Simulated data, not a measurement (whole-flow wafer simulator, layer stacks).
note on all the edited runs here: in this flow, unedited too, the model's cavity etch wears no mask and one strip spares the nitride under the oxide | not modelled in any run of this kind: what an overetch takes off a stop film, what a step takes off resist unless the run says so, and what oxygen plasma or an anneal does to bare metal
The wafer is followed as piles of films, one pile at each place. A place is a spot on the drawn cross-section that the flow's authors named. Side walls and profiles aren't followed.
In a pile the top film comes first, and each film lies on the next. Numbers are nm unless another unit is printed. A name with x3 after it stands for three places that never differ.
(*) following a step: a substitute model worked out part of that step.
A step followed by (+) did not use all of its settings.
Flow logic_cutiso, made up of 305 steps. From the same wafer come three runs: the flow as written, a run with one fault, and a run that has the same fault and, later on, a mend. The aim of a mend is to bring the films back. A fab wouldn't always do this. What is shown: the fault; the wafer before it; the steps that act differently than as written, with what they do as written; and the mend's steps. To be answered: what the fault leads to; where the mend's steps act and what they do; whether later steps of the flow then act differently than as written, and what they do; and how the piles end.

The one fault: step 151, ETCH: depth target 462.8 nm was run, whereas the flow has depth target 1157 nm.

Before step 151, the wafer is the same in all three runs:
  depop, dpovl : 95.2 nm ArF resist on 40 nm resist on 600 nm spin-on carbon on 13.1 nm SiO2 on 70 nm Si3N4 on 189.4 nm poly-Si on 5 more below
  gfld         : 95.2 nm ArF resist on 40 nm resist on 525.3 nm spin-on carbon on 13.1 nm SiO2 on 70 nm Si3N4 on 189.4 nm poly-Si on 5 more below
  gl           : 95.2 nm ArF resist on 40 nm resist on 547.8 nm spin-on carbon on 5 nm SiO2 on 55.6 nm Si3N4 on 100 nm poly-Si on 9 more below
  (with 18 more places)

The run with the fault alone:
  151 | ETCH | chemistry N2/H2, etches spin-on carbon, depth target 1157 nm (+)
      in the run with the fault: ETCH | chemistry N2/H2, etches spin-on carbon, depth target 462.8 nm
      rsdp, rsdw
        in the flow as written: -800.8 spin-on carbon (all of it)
        in the run with the fault: -462.8 spin-on carbon
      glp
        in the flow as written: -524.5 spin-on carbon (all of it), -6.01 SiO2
        in the run with the fault: -462.8 spin-on carbon
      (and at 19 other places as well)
  Steps later in the flow that act otherwise than as written (16 more steps, not shown, differ only slightly: by at most 2% or 0.5 nm, whichever is larger):
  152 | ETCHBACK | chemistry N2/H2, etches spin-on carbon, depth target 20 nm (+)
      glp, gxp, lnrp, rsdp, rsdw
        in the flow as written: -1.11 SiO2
        in the run with the fault: -20 spin-on carbon
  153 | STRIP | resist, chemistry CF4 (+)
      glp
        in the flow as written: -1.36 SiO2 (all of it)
        in the run with the fault: nothing
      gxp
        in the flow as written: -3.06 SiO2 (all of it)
        in the run with the fault: nothing
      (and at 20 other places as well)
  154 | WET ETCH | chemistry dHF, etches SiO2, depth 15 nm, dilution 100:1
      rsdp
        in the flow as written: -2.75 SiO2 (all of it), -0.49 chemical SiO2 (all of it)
        in the run with the fault: nothing
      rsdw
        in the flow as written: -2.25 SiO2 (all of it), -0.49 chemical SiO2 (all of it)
        in the run with the fault: nothing
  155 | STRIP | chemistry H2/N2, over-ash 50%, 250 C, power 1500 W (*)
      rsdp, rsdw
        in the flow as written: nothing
        in the run with the fault: -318 spin-on carbon (all of it)
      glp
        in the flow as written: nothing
        in the run with the fault: -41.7 spin-on carbon (all of it)
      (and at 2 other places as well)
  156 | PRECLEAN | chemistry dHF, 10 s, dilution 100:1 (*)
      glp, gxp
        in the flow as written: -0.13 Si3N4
        in the run with the fault: -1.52 SiO2
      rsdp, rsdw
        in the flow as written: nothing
        in the run with the fault: -1.52 SiO2
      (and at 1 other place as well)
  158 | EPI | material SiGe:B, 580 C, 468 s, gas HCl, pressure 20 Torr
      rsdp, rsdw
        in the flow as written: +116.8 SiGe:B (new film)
        in the run with the fault: +109.4 SiGe:B (new film)
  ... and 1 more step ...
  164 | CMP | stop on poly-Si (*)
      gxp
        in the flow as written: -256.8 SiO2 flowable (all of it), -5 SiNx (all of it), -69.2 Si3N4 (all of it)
        in the run with the fault: -256.5 SiO2 flowable (all of it), -5 SiNx (all of it), -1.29 SiO2 (all of it), -70 Si3N4 (all of it)
  At rsdp, rsdw, the piles at the end differ from the flow's by more than 2% or 0.5 nm, whichever is larger.
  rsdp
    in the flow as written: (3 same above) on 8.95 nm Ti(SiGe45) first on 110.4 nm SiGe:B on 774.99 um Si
    in the run with the fault: (3 same above) on 8.95 nm Ti(SiGe45) first on 102.9 nm SiGe:B on 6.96 nm SiO2 on 0.49 nm chemical SiO2 on 774.99 um Si
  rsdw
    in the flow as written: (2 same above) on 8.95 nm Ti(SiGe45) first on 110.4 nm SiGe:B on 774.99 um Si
    in the run with the fault: (2 same above) on 8.95 nm Ti(SiGe45) first on 102.9 nm SiGe:B on 6.96 nm SiO2 on 0.49 nm chemical SiO2 on 774.99 um Si

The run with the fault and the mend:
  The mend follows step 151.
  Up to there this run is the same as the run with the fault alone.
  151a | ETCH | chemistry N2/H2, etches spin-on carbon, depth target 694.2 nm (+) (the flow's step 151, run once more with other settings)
      depop, dpovl, gfld and 14 more
        -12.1 resist
      rsdp, rsdw
        -338 spin-on carbon (all of it)
      glp
        -61.7 spin-on carbon (all of it), -6.01 SiO2
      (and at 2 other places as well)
  Later steps of the flow that are run all act as written at every place that is followed.
  At every place that both follow, the piles at the end match the flow's.
